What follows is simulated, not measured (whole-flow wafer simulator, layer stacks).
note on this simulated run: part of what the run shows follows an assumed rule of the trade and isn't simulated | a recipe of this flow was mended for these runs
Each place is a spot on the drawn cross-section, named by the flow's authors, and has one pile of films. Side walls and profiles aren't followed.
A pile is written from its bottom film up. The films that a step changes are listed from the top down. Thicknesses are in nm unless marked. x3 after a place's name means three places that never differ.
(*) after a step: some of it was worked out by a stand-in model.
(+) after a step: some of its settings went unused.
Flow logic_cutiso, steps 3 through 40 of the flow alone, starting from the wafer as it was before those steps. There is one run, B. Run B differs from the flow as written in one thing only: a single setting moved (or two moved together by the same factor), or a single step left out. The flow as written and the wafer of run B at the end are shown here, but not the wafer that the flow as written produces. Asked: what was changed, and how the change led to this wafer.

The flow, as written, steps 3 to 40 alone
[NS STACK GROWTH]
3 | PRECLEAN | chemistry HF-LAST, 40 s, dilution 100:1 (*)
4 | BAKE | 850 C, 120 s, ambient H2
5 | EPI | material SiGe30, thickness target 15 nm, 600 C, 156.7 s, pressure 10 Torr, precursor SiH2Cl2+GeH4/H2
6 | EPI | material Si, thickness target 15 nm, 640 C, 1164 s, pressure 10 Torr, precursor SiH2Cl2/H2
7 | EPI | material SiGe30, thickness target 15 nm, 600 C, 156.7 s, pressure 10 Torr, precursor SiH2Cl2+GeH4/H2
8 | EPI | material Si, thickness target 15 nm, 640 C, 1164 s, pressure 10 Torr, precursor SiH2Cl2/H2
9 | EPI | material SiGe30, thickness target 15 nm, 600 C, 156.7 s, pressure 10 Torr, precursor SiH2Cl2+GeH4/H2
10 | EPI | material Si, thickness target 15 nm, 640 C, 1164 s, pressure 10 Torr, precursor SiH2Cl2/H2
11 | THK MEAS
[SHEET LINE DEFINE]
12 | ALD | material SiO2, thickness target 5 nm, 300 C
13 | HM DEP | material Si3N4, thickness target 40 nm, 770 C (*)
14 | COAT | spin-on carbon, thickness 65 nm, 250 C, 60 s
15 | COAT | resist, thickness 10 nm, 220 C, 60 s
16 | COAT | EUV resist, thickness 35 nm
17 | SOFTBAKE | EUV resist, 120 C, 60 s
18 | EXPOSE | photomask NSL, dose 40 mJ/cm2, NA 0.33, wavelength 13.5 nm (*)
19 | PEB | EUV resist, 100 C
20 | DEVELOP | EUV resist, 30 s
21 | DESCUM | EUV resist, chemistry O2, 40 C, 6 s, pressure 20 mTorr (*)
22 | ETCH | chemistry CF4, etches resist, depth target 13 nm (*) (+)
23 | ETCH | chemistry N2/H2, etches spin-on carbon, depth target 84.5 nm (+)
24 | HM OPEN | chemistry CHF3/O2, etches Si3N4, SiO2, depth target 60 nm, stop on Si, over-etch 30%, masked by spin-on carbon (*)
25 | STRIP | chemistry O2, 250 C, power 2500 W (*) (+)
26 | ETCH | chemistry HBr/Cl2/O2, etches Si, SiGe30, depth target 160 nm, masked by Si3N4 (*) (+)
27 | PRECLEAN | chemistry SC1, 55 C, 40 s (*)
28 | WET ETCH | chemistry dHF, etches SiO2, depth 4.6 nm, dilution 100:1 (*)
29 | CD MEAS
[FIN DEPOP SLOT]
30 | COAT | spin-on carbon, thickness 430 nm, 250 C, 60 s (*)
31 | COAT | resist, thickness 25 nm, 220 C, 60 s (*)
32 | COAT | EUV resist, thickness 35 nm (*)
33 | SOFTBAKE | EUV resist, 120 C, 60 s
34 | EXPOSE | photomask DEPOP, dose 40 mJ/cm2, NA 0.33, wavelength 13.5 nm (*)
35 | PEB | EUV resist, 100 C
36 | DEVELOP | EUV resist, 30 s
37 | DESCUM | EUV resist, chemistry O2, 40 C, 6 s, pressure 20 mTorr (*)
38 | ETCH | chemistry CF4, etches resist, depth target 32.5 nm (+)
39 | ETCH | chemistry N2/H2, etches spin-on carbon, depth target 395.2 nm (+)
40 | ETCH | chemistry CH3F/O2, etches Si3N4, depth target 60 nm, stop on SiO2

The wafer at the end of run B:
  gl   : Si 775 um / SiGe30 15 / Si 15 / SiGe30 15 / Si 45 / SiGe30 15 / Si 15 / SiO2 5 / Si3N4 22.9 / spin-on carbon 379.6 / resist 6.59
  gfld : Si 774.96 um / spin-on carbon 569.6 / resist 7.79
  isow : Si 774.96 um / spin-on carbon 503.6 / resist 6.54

Cause: step 8, EPI: thickness target 45 nm was run, though the flow has thickness target 15 nm; step 8, EPI: 3493 s was run, where the flow has 1164 s.
The wafer lets one read it off: gl has Si 45, and step 8 as written asks for 15 nm.

The path from the change to this, step by step:
  8 | EPI | material Si, thickness target 15 nm, 640 C, 1164 s, pressure 10 Torr, precursor SiH2Cl2/H2
      depop, dpovl, gfld and 19 more: +45 Si (new film) (as written it would have been: +15 Si (new film))
  26 | ETCH | chemistry HBr/Cl2/O2, etches Si, SiGe30, depth target 160 nm, masked by Si3N4 (*) (+)
      dpovl, gfld, gxf, iso, isow, lnri, nsgap: -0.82 chemical SiO2 (all of it), -12 Si (all of it), -15 SiGe30 (all of it), -45 Si (all of it), -15 SiGe30 (all of it), -15 Si (all of it), -15 SiGe30 (all of it), -43 Si (as written it would have been: -0.82 chemical SiO2 (all of it), -12 Si (all of it), -15 SiGe30 (all of it), -15 Si (all of it), -15 SiGe30 (all of it), -15 Si (all of it), -15 SiGe30 (all of it), -73 Si)
